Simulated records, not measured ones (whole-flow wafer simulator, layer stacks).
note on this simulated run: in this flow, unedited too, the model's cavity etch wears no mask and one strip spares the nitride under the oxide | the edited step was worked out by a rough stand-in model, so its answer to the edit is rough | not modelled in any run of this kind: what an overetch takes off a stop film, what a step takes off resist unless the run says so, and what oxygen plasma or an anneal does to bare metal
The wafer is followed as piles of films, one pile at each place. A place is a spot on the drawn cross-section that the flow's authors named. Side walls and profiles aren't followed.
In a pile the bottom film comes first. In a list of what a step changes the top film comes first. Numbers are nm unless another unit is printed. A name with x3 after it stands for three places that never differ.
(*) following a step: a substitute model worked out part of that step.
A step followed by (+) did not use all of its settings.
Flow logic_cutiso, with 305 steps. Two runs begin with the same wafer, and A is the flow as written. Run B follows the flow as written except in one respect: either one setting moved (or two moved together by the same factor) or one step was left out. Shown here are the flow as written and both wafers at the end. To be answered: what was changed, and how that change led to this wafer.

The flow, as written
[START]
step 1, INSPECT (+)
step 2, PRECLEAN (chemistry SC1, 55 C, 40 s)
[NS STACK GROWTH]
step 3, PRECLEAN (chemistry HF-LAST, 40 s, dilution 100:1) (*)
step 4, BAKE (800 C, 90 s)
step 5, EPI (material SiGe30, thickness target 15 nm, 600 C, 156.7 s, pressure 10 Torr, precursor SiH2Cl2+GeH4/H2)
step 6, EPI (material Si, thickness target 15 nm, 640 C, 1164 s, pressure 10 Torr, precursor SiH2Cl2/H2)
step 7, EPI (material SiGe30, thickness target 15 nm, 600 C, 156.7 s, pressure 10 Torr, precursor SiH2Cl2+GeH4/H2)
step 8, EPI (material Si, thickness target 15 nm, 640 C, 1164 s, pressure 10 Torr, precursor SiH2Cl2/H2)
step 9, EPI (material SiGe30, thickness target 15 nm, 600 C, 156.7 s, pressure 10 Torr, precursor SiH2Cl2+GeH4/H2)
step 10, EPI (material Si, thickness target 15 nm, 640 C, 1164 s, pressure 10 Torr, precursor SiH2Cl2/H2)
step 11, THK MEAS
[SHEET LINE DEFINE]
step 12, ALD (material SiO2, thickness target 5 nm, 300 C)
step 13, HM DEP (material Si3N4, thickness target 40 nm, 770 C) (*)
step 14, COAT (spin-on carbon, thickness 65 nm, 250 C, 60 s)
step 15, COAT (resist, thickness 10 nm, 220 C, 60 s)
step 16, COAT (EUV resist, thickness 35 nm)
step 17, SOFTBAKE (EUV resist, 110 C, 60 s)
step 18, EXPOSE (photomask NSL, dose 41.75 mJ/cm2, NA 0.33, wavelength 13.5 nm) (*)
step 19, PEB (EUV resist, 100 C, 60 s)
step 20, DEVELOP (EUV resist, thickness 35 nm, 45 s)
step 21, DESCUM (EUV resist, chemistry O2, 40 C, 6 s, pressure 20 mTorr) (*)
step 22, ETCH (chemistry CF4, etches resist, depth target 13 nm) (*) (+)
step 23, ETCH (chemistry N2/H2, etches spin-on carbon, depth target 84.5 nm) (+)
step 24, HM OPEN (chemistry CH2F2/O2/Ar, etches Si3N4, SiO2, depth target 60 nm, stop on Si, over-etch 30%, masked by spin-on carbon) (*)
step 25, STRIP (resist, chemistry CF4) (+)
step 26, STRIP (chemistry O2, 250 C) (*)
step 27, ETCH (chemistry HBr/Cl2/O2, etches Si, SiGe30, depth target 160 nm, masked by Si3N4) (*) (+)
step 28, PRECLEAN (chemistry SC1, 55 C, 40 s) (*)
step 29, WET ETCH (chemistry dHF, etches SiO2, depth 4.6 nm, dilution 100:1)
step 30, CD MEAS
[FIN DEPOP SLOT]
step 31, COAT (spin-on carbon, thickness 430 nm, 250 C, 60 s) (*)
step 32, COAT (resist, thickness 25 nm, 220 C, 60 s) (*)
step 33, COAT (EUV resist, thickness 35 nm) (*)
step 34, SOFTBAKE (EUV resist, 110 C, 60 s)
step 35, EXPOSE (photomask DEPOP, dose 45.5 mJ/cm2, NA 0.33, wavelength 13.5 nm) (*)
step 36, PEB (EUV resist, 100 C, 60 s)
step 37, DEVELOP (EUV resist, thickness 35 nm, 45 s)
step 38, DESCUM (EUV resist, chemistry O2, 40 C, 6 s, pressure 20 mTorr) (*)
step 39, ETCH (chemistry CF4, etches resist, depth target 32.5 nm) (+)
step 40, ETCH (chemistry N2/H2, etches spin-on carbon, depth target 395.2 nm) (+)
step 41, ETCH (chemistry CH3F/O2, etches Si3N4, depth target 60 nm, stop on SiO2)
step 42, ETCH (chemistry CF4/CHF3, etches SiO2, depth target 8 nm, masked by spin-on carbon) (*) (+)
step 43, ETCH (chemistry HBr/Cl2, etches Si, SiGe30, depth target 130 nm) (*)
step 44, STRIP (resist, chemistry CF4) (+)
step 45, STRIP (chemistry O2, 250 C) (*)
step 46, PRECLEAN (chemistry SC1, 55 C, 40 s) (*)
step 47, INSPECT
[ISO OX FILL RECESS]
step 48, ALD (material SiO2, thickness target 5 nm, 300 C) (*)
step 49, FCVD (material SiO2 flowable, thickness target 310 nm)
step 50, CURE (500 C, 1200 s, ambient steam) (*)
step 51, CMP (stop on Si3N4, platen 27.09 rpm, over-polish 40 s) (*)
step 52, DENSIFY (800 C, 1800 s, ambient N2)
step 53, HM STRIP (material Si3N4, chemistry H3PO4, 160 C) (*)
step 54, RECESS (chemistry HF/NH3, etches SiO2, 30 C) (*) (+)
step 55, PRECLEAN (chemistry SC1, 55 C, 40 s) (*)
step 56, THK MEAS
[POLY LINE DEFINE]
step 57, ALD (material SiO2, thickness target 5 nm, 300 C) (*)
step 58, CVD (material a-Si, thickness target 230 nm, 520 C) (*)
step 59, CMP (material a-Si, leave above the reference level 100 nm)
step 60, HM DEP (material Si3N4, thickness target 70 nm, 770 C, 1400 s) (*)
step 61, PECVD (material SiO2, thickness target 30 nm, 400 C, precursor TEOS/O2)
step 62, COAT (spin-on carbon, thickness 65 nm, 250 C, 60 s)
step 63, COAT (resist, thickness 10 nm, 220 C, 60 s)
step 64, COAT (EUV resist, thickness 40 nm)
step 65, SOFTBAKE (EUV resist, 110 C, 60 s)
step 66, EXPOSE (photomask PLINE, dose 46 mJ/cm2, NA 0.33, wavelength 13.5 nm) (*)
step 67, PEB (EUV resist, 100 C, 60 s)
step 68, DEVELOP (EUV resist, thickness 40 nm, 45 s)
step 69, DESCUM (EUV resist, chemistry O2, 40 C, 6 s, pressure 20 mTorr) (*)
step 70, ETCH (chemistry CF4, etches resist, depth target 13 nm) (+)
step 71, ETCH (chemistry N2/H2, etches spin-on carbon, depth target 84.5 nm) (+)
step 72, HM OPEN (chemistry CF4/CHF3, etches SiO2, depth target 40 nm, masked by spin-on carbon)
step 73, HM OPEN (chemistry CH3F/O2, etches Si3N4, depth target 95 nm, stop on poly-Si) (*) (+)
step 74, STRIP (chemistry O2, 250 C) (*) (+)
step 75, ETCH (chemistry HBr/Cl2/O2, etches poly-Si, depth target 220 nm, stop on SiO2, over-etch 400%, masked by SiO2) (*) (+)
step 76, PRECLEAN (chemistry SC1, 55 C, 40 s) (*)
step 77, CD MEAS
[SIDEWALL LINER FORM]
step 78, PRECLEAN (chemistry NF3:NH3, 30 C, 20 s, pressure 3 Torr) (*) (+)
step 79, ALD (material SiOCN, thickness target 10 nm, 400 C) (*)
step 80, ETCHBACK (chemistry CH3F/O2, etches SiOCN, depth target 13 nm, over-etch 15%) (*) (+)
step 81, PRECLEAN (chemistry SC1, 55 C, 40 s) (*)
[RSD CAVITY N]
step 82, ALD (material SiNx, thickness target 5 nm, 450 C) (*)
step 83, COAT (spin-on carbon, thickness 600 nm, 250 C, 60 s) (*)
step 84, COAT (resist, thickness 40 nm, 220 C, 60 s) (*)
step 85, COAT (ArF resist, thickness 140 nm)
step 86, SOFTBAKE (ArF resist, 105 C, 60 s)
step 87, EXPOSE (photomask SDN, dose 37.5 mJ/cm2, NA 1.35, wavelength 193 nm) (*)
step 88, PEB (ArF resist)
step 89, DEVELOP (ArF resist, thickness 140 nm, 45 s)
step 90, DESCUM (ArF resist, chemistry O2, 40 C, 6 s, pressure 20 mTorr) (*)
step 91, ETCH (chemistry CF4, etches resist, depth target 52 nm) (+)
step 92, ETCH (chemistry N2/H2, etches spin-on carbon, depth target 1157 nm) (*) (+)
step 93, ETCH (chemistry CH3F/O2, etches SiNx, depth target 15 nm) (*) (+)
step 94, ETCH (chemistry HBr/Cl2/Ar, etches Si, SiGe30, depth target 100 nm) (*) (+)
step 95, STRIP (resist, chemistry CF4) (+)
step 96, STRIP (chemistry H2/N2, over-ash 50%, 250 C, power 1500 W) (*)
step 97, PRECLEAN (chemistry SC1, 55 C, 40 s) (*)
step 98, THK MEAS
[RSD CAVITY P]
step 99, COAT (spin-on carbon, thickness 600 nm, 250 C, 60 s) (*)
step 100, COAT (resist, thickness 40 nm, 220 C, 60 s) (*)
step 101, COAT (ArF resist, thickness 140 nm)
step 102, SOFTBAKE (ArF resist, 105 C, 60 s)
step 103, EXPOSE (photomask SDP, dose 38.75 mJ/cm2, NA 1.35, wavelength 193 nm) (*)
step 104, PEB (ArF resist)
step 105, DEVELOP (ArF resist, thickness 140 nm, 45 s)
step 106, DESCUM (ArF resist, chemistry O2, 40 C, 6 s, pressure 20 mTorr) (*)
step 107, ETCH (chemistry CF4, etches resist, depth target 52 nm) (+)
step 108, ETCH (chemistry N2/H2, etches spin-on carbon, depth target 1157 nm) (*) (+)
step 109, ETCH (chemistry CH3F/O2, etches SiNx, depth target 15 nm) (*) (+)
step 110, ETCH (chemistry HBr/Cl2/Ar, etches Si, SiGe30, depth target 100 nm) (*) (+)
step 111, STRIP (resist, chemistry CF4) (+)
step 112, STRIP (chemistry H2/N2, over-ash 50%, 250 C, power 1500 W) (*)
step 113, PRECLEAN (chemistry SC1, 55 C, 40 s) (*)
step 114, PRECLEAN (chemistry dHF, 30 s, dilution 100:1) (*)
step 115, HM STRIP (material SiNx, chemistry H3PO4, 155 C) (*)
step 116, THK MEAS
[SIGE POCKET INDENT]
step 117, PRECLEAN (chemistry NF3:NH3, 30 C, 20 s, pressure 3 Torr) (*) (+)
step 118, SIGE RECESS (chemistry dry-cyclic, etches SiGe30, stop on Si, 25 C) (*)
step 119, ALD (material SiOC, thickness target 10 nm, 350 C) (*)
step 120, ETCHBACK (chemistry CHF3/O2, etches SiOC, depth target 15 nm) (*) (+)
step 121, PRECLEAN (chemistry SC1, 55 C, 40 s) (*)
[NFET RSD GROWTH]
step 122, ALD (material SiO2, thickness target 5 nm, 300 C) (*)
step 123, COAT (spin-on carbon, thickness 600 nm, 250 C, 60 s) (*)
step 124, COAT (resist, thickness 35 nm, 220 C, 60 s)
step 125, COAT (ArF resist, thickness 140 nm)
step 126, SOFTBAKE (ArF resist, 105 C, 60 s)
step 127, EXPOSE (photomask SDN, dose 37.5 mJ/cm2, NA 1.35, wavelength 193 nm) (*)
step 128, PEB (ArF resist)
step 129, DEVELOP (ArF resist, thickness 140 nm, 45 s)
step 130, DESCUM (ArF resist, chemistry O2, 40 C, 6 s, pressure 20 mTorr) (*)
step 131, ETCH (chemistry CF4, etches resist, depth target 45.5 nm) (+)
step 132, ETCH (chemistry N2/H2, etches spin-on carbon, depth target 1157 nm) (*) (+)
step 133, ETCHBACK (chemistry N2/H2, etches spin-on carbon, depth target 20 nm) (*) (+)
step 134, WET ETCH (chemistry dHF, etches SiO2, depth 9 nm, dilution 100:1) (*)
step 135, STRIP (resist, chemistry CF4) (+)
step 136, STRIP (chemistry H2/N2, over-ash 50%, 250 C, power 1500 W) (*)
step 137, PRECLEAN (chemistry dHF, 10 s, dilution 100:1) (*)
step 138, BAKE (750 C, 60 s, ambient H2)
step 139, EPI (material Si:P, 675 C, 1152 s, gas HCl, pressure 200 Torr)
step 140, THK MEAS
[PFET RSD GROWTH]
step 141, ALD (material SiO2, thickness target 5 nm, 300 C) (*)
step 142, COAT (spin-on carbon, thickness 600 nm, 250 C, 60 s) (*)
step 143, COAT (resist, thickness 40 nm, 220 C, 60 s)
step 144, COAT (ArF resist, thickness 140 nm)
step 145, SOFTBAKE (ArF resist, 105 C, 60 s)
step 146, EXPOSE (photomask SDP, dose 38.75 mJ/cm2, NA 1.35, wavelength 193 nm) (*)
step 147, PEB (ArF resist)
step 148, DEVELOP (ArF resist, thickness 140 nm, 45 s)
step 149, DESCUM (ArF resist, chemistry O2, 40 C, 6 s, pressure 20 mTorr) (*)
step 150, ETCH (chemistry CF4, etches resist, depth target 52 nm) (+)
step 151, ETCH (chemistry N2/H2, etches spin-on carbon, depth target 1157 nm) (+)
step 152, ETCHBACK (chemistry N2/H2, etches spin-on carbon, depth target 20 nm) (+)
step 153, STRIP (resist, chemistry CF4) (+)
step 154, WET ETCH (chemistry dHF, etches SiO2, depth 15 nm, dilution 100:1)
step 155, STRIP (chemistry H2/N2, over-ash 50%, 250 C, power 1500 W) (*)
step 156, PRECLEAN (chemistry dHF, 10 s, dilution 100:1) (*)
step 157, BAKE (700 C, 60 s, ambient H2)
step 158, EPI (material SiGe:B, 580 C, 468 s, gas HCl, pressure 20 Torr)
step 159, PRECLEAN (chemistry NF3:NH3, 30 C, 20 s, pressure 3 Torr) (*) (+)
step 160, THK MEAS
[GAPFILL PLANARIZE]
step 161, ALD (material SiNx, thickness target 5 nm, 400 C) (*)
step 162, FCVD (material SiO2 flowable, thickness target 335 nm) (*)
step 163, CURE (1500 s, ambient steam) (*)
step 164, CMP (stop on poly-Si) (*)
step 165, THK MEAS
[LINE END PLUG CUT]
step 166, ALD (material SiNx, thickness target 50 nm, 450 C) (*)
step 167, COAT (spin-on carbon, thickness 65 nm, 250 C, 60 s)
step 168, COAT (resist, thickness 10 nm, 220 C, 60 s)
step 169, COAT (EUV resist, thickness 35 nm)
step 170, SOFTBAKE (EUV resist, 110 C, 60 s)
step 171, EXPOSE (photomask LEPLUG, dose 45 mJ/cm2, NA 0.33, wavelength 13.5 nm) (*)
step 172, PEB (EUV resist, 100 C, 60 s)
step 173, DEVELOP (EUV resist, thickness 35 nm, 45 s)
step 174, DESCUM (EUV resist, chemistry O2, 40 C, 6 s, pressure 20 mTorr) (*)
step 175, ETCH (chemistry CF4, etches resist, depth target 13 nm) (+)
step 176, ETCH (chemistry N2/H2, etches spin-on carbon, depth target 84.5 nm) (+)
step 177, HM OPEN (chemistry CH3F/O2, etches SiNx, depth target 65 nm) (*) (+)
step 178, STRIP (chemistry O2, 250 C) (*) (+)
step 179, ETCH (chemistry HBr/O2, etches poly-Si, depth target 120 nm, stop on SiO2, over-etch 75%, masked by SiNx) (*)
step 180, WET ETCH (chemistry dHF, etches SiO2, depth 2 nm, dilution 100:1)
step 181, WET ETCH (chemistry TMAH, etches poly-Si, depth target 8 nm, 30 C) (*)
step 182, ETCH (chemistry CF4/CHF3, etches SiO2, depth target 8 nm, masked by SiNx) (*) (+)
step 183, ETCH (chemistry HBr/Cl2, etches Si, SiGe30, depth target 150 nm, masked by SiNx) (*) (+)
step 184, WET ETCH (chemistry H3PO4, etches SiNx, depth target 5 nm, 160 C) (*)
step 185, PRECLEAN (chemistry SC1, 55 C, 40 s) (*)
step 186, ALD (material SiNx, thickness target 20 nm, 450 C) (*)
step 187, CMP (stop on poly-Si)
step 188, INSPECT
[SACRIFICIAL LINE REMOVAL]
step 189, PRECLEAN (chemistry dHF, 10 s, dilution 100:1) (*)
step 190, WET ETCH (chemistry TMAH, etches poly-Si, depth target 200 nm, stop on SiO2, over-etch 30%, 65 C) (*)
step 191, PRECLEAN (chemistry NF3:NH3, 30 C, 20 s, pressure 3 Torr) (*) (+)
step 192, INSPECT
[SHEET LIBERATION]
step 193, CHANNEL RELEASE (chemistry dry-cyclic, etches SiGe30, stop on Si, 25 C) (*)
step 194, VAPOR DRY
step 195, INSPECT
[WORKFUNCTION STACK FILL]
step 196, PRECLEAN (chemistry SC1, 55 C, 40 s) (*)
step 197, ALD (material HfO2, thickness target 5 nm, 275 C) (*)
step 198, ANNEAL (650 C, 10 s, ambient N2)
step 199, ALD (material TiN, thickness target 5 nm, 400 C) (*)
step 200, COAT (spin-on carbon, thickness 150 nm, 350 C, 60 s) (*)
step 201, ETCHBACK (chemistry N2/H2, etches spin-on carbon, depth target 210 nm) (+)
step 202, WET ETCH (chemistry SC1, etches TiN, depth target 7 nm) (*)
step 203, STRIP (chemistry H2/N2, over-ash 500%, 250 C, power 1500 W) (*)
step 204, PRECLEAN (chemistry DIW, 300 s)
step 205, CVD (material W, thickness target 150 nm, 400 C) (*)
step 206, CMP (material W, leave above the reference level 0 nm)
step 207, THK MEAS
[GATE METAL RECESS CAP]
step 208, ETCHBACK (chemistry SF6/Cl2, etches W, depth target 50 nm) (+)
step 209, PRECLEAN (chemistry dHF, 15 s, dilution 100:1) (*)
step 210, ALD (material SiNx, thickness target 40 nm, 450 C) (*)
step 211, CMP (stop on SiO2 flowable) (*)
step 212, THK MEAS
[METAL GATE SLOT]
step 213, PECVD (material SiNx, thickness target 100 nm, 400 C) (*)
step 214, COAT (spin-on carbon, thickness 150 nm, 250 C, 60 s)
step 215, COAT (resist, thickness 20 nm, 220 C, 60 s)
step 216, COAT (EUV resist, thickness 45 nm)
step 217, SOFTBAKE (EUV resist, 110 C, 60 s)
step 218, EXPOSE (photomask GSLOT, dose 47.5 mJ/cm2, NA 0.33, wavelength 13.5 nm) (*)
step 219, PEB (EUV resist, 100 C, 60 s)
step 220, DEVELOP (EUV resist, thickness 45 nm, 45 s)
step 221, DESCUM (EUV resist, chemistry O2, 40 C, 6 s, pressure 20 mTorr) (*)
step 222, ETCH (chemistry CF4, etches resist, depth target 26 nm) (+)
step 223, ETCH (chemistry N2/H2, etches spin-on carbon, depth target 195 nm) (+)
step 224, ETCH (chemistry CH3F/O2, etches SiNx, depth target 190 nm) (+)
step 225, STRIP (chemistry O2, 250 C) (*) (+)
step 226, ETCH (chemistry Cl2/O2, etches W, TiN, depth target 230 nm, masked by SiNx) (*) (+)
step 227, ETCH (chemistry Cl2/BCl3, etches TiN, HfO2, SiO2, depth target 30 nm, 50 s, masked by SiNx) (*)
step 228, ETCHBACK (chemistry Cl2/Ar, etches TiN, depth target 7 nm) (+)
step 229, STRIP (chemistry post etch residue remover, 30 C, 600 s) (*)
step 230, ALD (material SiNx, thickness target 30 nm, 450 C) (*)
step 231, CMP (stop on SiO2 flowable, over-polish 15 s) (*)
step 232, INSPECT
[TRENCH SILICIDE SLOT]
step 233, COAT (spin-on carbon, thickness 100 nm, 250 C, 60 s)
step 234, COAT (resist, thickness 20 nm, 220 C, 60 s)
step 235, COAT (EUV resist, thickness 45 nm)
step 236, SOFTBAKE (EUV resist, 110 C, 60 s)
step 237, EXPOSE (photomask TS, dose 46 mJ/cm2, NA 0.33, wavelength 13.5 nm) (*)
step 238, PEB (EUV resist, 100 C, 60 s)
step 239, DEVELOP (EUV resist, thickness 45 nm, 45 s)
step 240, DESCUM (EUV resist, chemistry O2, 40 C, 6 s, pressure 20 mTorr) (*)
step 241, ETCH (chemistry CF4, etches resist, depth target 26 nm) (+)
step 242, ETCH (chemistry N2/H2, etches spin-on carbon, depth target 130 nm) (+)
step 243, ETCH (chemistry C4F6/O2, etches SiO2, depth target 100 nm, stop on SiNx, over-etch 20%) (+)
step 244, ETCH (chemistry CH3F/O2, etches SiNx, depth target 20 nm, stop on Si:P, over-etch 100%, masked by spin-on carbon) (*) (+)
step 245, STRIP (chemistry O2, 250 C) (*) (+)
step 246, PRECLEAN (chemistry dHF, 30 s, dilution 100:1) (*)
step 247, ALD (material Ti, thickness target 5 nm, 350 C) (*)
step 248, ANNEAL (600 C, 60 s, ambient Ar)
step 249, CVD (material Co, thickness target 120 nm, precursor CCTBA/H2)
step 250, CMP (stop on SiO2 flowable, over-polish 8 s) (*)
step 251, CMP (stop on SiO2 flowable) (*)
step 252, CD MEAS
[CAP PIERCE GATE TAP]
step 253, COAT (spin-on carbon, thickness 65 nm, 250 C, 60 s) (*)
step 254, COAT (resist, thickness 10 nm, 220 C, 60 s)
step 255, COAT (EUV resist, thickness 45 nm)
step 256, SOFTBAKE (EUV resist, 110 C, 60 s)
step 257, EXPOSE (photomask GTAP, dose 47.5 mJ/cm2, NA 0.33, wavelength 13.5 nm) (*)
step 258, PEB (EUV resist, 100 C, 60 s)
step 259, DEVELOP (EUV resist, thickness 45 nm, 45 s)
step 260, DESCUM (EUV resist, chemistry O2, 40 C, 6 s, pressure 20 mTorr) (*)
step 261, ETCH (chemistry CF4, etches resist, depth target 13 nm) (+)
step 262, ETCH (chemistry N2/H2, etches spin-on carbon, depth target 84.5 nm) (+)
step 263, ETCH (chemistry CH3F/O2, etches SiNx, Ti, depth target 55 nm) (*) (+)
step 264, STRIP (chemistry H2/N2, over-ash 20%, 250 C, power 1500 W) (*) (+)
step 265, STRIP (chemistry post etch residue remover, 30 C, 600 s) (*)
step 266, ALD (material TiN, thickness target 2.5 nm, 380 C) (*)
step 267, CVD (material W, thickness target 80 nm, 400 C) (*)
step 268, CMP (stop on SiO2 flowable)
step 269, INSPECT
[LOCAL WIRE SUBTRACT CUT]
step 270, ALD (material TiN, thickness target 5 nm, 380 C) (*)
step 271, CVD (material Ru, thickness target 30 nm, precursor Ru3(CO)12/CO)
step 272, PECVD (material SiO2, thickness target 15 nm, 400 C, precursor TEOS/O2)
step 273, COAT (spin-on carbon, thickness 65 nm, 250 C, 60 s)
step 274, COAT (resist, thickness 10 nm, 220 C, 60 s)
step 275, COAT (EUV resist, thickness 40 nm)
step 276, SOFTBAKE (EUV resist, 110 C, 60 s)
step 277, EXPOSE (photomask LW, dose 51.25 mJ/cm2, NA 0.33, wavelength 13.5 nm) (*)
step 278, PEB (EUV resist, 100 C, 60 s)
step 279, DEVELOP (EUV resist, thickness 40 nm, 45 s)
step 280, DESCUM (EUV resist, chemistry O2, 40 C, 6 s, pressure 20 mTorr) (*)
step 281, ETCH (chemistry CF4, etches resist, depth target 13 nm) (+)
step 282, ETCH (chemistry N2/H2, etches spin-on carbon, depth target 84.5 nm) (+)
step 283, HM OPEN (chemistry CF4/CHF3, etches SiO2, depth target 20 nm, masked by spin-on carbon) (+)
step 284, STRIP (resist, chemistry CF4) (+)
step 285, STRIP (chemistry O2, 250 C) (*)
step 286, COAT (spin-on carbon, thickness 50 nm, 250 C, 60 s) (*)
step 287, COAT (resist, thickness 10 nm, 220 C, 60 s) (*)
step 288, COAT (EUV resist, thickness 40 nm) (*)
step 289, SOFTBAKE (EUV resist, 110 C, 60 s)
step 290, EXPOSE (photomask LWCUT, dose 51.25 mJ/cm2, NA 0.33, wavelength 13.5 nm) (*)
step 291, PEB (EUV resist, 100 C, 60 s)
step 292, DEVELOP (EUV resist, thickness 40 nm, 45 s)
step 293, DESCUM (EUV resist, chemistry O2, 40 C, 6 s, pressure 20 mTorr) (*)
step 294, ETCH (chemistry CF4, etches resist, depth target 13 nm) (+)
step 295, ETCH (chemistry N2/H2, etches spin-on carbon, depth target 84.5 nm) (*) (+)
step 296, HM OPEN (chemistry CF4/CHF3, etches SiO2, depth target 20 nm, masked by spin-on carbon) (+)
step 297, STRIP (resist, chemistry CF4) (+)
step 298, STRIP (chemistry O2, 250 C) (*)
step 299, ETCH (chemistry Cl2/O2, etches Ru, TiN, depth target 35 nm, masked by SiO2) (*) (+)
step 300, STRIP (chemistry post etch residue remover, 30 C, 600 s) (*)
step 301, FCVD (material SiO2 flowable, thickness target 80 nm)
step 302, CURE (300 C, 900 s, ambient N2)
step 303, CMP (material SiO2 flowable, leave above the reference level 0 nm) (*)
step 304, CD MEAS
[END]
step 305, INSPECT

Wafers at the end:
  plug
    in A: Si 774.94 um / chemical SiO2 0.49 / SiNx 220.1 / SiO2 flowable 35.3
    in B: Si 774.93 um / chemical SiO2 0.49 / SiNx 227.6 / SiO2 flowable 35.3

The reason: step 183, ETCH: depth target 157.5 nm was run, whereas the flow has depth target 150 nm.

How this came from the change, step by step:
  step 183, ETCH (chemistry HBr/Cl2, etches Si, SiGe30, depth target 150 nm, masked by SiNx) (*) (+)
      depop, dpovl, gfld and 18 more: A -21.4 SiNx | B -22.5 SiNx
      plug: A -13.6 Si (all of it), -15 SiGe30 (all of it), -15 Si (all of it), -15 SiGe30 (all of it), -15 Si (all of it), -15 SiGe30 (all of it), -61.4 Si | B -13.6 Si (all of it), -15 SiGe30 (all of it), -15 Si (all of it), -15 SiGe30 (all of it), -15 Si (all of it), -15 SiGe30 (all of it), -68.9 Si
  step 186, ALD (material SiNx, thickness target 20 nm, 450 C) (*)
      plug: A +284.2 SiNx (new film) | B +290.6 SiNx (new film)
  step 187, CMP (stop on poly-Si)
      depop, dpovl, gfld and 18 more: A -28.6 SiNx (all of it) | B -27.5 SiNx (all of it)
      plug: A -28.6 SiNx | B -27.5 SiNx
